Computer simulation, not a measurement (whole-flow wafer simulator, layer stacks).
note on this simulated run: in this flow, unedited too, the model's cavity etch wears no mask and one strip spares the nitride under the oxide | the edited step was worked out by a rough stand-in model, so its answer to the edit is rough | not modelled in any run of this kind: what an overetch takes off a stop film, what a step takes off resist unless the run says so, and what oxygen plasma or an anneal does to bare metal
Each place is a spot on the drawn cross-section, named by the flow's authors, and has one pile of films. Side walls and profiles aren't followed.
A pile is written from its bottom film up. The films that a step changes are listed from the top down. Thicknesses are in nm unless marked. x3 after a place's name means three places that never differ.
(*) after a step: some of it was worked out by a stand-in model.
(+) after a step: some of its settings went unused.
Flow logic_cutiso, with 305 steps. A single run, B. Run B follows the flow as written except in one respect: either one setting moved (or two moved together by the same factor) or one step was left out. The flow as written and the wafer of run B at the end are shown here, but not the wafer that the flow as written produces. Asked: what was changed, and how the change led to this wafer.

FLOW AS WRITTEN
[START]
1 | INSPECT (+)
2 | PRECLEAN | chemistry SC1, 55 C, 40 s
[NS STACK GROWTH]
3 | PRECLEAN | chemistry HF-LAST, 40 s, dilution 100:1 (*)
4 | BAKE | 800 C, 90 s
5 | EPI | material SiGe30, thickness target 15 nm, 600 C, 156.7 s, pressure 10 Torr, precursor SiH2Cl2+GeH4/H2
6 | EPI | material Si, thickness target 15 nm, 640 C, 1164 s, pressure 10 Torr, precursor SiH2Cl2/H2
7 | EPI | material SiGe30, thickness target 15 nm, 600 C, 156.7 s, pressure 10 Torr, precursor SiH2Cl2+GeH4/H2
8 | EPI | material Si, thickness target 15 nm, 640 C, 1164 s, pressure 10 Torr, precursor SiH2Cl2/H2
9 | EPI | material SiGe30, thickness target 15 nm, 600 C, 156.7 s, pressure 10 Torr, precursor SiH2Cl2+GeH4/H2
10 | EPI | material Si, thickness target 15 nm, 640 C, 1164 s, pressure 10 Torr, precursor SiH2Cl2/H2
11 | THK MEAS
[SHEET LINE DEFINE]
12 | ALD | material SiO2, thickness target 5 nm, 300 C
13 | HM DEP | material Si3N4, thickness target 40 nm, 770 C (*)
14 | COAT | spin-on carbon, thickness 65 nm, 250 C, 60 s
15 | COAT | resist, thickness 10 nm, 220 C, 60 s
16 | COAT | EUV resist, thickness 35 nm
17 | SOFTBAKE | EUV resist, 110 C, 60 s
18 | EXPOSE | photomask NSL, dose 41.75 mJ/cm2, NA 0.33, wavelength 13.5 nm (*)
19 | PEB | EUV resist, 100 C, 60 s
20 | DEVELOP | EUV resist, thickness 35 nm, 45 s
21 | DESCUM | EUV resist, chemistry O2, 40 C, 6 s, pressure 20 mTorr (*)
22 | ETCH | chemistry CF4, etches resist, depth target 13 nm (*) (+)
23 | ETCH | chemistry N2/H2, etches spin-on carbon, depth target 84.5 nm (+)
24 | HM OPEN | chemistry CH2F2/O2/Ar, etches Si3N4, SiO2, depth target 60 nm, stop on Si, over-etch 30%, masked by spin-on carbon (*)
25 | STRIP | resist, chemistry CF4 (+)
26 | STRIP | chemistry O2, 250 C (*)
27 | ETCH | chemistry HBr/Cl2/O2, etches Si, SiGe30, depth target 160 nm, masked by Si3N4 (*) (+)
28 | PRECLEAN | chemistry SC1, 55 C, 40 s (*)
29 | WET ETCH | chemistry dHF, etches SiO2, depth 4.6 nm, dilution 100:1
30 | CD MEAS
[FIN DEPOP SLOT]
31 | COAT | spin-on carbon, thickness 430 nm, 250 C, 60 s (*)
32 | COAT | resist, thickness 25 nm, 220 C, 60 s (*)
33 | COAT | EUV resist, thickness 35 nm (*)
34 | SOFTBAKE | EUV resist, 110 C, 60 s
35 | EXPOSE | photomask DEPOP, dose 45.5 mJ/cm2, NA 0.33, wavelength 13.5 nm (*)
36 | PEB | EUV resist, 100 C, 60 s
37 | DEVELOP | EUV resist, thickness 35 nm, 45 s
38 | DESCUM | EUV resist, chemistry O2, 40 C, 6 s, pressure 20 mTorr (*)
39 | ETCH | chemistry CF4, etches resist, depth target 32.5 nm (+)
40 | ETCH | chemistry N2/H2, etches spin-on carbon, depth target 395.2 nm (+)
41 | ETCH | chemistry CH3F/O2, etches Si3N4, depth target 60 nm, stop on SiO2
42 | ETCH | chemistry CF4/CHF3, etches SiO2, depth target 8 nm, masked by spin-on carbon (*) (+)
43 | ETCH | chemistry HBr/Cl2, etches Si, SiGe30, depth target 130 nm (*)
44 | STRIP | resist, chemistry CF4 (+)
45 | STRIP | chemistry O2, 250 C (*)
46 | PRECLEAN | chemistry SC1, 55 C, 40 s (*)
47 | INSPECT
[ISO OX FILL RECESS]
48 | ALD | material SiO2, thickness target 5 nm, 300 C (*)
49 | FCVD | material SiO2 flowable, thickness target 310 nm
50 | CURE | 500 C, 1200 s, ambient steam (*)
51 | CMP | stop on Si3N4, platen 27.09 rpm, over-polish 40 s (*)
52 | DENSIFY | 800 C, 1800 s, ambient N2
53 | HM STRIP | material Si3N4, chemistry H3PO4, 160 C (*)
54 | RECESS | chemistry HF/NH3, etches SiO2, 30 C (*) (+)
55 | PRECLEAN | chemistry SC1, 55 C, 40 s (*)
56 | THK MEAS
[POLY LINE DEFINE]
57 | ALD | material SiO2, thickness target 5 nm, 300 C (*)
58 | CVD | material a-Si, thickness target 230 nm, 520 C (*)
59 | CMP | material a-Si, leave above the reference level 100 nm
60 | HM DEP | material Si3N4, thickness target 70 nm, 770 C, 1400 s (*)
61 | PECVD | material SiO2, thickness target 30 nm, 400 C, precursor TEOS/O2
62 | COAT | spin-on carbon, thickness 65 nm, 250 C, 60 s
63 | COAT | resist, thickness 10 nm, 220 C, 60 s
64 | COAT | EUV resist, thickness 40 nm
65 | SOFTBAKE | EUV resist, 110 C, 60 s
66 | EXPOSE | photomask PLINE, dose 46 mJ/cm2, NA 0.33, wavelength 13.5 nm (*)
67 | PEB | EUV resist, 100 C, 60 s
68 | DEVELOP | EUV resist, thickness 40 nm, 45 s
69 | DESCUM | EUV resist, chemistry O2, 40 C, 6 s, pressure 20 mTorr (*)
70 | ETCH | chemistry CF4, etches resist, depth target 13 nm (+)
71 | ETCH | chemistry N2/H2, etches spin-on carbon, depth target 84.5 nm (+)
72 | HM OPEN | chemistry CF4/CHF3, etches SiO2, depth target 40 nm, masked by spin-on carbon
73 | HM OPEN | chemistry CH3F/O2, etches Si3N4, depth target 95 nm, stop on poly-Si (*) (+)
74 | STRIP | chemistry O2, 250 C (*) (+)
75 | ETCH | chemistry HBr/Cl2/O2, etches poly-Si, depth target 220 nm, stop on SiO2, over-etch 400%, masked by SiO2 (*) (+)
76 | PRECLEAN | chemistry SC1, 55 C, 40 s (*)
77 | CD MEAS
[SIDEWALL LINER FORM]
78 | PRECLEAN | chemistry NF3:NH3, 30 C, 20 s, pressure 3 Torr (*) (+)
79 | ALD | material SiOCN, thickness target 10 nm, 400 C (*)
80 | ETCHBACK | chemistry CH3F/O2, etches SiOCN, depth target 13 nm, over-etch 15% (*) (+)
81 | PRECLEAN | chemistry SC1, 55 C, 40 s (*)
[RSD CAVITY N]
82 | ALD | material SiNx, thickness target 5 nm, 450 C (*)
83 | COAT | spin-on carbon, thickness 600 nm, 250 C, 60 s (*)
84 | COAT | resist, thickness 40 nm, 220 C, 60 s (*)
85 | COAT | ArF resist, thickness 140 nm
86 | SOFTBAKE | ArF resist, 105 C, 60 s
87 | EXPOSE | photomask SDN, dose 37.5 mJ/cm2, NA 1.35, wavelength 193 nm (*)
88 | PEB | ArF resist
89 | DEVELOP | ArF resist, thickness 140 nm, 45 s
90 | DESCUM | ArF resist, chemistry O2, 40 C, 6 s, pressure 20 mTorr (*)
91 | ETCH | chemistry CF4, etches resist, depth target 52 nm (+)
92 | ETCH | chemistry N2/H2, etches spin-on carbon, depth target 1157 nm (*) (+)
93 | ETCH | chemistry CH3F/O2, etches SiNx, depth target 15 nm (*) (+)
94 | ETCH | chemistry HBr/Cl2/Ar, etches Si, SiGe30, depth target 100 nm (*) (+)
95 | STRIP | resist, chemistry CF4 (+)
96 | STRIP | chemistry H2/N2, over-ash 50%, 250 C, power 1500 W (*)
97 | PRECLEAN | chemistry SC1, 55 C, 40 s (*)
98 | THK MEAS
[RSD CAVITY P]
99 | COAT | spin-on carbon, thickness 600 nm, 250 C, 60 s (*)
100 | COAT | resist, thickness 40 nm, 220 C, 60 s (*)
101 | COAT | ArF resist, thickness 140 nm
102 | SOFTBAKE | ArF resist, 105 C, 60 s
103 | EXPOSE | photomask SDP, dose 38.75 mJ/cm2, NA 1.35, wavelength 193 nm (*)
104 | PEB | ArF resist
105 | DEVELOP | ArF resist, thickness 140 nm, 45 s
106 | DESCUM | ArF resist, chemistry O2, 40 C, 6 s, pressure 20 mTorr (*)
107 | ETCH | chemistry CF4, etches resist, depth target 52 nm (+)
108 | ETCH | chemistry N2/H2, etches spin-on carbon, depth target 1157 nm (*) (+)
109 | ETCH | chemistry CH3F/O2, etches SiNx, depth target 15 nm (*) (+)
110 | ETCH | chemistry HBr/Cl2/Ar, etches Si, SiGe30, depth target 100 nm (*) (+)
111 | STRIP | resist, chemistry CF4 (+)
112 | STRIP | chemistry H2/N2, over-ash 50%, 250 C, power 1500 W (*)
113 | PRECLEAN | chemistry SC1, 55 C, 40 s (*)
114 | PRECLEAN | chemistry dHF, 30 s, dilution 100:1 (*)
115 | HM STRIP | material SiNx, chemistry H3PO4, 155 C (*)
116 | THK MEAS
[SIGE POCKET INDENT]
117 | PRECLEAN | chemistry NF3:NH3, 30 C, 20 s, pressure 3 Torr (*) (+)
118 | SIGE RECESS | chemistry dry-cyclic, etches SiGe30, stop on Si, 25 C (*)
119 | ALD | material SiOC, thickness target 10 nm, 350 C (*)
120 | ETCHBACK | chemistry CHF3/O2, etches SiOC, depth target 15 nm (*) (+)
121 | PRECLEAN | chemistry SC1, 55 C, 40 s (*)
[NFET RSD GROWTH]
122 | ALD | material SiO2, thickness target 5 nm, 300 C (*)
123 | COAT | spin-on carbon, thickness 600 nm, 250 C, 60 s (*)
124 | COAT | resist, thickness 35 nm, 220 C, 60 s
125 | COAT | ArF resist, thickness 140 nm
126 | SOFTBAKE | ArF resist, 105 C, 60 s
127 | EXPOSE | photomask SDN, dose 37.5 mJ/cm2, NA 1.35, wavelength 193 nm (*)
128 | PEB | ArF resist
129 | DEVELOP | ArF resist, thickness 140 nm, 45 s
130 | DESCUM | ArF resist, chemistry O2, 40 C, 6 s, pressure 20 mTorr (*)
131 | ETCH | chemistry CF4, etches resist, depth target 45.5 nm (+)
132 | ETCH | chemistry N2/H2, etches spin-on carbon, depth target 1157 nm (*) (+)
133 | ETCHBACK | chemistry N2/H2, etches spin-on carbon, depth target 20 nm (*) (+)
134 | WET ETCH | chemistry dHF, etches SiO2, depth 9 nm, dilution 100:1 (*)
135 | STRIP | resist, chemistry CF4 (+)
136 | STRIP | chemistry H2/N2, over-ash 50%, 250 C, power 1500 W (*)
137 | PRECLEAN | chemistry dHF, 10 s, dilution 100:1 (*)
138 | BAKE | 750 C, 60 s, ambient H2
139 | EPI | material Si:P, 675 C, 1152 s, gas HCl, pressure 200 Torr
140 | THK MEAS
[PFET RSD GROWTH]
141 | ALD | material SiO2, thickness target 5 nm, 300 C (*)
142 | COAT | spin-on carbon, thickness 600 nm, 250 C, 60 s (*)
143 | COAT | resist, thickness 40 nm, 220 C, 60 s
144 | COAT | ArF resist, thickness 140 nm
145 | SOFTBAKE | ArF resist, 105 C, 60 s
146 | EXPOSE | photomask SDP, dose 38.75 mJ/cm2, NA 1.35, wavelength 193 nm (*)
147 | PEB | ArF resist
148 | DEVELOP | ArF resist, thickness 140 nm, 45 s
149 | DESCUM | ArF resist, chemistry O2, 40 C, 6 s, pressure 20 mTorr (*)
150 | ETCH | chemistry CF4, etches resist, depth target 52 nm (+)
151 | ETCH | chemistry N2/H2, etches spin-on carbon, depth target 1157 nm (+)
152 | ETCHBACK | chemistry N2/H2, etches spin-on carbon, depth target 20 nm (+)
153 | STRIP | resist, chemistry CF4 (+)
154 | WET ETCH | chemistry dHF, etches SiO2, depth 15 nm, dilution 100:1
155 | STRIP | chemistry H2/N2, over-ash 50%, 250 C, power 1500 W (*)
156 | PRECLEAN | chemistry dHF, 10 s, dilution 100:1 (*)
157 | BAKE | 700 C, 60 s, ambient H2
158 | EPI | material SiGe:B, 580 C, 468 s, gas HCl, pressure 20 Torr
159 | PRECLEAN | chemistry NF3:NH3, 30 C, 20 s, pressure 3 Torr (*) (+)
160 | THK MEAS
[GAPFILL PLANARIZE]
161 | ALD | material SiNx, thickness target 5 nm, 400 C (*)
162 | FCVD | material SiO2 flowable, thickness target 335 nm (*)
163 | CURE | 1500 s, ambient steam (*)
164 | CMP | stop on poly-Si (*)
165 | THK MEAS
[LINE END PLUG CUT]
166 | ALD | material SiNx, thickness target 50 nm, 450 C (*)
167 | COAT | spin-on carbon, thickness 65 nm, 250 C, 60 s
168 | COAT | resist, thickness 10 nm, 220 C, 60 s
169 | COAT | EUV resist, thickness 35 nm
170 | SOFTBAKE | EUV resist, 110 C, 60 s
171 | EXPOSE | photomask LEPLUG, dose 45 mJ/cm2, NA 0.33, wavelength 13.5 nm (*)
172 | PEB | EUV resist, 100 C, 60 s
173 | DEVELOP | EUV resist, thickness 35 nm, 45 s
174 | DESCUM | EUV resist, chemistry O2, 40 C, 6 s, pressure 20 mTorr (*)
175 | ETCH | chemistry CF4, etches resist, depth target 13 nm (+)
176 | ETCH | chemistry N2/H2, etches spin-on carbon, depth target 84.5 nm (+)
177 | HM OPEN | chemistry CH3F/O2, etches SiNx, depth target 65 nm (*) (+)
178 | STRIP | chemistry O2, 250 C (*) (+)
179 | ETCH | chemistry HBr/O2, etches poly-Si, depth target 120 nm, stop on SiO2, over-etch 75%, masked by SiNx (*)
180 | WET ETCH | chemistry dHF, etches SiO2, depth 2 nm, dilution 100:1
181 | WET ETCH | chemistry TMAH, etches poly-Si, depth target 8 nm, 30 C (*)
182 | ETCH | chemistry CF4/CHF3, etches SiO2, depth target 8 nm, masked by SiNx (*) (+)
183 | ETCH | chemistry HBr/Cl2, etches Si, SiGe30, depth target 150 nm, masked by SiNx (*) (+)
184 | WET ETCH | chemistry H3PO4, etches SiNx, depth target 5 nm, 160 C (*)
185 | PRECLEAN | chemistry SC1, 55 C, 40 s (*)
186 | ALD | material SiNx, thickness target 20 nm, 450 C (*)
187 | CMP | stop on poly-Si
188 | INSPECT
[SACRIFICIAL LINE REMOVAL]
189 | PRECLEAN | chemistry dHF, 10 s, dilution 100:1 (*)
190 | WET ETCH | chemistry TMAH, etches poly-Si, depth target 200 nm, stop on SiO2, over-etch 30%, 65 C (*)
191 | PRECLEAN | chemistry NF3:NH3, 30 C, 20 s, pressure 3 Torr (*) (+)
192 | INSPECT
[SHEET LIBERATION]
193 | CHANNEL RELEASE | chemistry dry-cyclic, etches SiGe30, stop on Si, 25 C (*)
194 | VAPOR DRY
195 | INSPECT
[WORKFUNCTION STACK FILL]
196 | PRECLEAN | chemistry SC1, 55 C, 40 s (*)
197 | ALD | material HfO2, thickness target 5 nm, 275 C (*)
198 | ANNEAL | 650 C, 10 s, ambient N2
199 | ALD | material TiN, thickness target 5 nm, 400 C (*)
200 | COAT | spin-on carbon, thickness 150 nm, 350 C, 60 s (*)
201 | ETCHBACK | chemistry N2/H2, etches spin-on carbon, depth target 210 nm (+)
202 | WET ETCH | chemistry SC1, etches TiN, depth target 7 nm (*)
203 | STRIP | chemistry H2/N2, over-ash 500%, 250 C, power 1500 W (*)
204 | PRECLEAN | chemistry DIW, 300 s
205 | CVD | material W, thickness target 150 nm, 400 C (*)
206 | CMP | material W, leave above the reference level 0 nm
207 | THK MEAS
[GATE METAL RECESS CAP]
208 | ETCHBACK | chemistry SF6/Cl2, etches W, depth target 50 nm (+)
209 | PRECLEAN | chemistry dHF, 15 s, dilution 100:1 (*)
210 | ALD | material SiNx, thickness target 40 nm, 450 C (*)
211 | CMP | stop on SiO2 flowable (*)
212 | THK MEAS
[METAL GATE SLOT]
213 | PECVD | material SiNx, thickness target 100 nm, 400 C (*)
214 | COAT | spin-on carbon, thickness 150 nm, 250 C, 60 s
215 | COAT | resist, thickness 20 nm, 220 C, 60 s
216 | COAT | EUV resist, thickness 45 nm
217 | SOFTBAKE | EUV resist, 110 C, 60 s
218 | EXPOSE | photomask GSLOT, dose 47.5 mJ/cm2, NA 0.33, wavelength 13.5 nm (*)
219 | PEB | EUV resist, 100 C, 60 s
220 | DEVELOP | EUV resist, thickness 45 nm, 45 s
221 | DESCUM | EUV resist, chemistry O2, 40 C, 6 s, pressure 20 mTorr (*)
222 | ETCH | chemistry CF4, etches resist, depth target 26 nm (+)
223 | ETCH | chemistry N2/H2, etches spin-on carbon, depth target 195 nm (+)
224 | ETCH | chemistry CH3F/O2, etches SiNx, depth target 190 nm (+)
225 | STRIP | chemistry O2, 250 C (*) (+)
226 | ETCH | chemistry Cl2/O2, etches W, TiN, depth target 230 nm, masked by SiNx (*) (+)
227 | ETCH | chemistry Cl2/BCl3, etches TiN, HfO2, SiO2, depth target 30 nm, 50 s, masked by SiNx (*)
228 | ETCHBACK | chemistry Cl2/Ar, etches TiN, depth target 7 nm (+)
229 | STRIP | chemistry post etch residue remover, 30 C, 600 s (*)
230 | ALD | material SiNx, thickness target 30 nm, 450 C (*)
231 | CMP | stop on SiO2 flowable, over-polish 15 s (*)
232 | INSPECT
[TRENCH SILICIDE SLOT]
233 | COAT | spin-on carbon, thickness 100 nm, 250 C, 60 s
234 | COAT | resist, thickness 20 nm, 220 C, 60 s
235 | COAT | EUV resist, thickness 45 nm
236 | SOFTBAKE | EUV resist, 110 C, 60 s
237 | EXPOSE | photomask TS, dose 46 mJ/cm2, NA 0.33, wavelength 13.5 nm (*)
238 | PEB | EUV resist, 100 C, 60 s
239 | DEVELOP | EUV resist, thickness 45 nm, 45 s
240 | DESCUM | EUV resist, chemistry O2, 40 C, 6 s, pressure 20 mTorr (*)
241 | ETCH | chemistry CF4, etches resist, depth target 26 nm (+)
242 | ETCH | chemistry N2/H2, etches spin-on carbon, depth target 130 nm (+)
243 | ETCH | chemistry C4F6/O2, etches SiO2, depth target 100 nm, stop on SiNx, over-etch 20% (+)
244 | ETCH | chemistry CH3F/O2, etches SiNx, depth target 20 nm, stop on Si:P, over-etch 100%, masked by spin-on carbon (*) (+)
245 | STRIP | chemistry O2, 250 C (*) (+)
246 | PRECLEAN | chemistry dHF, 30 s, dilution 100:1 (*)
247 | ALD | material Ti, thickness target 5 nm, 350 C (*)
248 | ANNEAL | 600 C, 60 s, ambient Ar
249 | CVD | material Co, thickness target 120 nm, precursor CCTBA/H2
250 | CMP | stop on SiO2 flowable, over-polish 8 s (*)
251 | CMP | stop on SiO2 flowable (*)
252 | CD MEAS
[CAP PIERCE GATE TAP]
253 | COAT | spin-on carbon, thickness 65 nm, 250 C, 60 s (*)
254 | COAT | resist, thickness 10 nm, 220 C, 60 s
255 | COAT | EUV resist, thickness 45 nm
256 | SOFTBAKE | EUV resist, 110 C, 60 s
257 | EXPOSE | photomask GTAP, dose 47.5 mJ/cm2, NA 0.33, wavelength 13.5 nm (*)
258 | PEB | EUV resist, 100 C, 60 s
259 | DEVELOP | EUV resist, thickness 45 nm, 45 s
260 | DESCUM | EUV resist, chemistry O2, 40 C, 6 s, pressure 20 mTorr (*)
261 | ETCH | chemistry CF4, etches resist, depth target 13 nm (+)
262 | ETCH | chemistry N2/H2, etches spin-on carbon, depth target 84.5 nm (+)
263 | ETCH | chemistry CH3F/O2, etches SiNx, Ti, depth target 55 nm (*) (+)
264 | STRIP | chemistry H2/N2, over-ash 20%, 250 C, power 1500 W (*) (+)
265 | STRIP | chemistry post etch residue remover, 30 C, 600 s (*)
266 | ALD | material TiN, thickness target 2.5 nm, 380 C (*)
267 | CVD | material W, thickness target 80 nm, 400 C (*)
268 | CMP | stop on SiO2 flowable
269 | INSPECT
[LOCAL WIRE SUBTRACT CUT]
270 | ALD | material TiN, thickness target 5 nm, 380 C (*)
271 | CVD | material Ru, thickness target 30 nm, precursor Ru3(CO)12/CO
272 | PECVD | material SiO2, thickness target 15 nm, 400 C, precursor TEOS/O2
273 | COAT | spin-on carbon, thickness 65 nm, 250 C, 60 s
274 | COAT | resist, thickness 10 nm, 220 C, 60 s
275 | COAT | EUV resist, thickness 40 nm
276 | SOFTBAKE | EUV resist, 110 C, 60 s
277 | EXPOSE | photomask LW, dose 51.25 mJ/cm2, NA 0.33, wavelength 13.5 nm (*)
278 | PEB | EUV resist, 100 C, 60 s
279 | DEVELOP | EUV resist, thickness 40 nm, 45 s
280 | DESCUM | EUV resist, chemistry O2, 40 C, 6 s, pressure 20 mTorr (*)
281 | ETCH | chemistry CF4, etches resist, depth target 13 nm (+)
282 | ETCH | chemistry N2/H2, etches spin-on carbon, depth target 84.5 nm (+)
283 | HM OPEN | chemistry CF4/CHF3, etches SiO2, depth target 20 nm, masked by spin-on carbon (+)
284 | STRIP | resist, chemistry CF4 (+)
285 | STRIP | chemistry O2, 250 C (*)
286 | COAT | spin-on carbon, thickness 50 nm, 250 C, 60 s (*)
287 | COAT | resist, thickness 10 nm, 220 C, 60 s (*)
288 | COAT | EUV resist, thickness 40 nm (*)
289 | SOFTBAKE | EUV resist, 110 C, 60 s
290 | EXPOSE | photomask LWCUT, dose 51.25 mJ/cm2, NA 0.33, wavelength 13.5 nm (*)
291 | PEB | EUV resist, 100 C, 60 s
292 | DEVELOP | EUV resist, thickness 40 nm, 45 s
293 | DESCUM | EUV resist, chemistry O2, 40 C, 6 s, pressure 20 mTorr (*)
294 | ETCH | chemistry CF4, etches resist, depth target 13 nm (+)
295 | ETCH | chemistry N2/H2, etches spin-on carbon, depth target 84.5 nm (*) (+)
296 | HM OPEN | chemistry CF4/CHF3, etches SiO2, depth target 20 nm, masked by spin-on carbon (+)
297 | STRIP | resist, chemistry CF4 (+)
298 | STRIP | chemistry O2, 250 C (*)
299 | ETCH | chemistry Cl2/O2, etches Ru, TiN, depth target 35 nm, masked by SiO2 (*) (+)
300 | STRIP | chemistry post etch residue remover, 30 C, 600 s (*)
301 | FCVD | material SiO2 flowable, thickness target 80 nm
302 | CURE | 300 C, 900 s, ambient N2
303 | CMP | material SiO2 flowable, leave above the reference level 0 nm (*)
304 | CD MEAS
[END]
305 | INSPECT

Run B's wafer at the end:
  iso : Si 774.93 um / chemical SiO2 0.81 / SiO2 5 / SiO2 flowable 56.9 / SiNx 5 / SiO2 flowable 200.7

Cause: step 119, ALD: thickness target 15 nm was run, though the flow has thickness target 10 nm.

How this came from the change, step by step:
  119 | ALD | material SiOC, thickness target 10 nm, 350 C (*)
      depop, dpovl, gfld and 14 more: +15 SiOC (new film) (in the flow as written it would be: +10 SiOC (new film))
      lnr, lnrp, lnrt: +15 SiOC (new film), +16 SiOC (new film), -16 cavity (all of it), +16 SiOC (new film), -16 cavity (all of it), +16 SiOC (new film), -16 cavity (all of it) (in the flow as written it would be: +10 SiOC (new film), +16 SiOC (new film), -16 cavity (all of it), +16 SiOC (new film), -16 cavity (all of it), +16 SiOC (new film), -16 cavity (all of it))
      (as well as at 2 more places)
  120 | ETCHBACK | chemistry CHF3/O2, etches SiOC, depth target 15 nm (*) (+)
      depop, dpovl, gfld, gxf, isow, ns, nsgap, plug: -15 SiOC (all of it) (in the flow as written it would be: -10 SiOC (all of it), -5 SiO2)
      lnr, lnri, lnrp, lnrt: -15 SiOC (all of it) (in the flow as written it would be: -10 SiOC (all of it), -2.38 SiOCN)
      (as well as at 10 more places)
  122 | ALD | material SiO2, thickness target 5 nm, 300 C (*)
      gl, glp, tap: +5 SiO2 (in the flow as written it would be: +5 SiO2 (new film))
      gxn: +5 SiO2 (new film) (in the flow as written it would be: +6.76 SiO2 (new film))
      (as well as at 1 more place)
  132 | ETCH | chemistry N2/H2, etches spin-on carbon, depth target 1157 nm (*) (+)
      gl, tap: -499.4 spin-on carbon (all of it), -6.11 SiO2 (in the flow as written it would be: -501.7 spin-on carbon (all of it), -5 SiO2 (all of it), -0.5 Si3N4)
      gxn: -497.8 spin-on carbon (all of it), -5 SiO2 (all of it), -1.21 SiOC (in the flow as written it would be: -499.4 spin-on carbon (all of it), -6.06 SiO2)
  133 | ETCHBACK | chemistry N2/H2, etches spin-on carbon, depth target 20 nm (*) (+)
      gl, tap: -1.11 SiO2 (in the flow as written it would be: -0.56 Si3N4)
      gxn: -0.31 SiOC (all of it), -0.82 SiO2 (in the flow as written it would be: -0.7 SiO2 (all of it), -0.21 Si3N4)
  134 | WET ETCH | chemistry dHF, etches SiO2, depth 9 nm, dilution 100:1 (*)
      gl, tap: -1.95 SiO2 (all of it), -0.21 Si3N4 (in the flow as written it would be: -0.34 Si3N4)
      gxn: -3.39 SiO2 (all of it), -0.17 Si3N4 (in the flow as written it would be: -0.34 Si3N4)
  141 | ALD | material SiO2, thickness target 5 nm, 300 C (*)
      gxn: +12 SiO2 (new film) (in the flow as written it would be: +10.1 SiO2 (new film))
  153 | STRIP | resist, chemistry CF4 (+)
      glp: -5.47 SiO2 (all of it) (in the flow as written it would be: -1.36 SiO2 (all of it))
      gxp: -1.22 SiO2 (all of it) (in the flow as written it would be: -3.06 SiO2 (all of it))
  159 | PRECLEAN | chemistry NF3:NH3, 30 C, 20 s, pressure 3 Torr (*) (+)
      gxp: -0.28 SiOC (in the flow as written it would be: -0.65 Si3N4)
  164 | CMP | stop on poly-Si (*)
      gxp: -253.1 SiO2 flowable (all of it), -5 SiNx (all of it), -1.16 SiOC (all of it), -4.25 SiO2 (all of it), -70 Si3N4 (all of it) (in the flow as written it would be: -256.8 SiO2 flowable (all of it), -5 SiNx (all of it), -69.2 Si3N4 (all of it))
      depop, dpovl, isow, ns, nsgap: -326.8 SiO2 flowable (all of it), -5 SiNx (all of it), -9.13 SiO2 (all of it), -70 Si3N4 (all of it) (in the flow as written it would be: -326.8 SiO2 flowable (all of it), -5 SiNx (all of it), -4.13 SiO2 (all of it), -70 Si3N4 (all of it))
      (as well as at 10 more places)
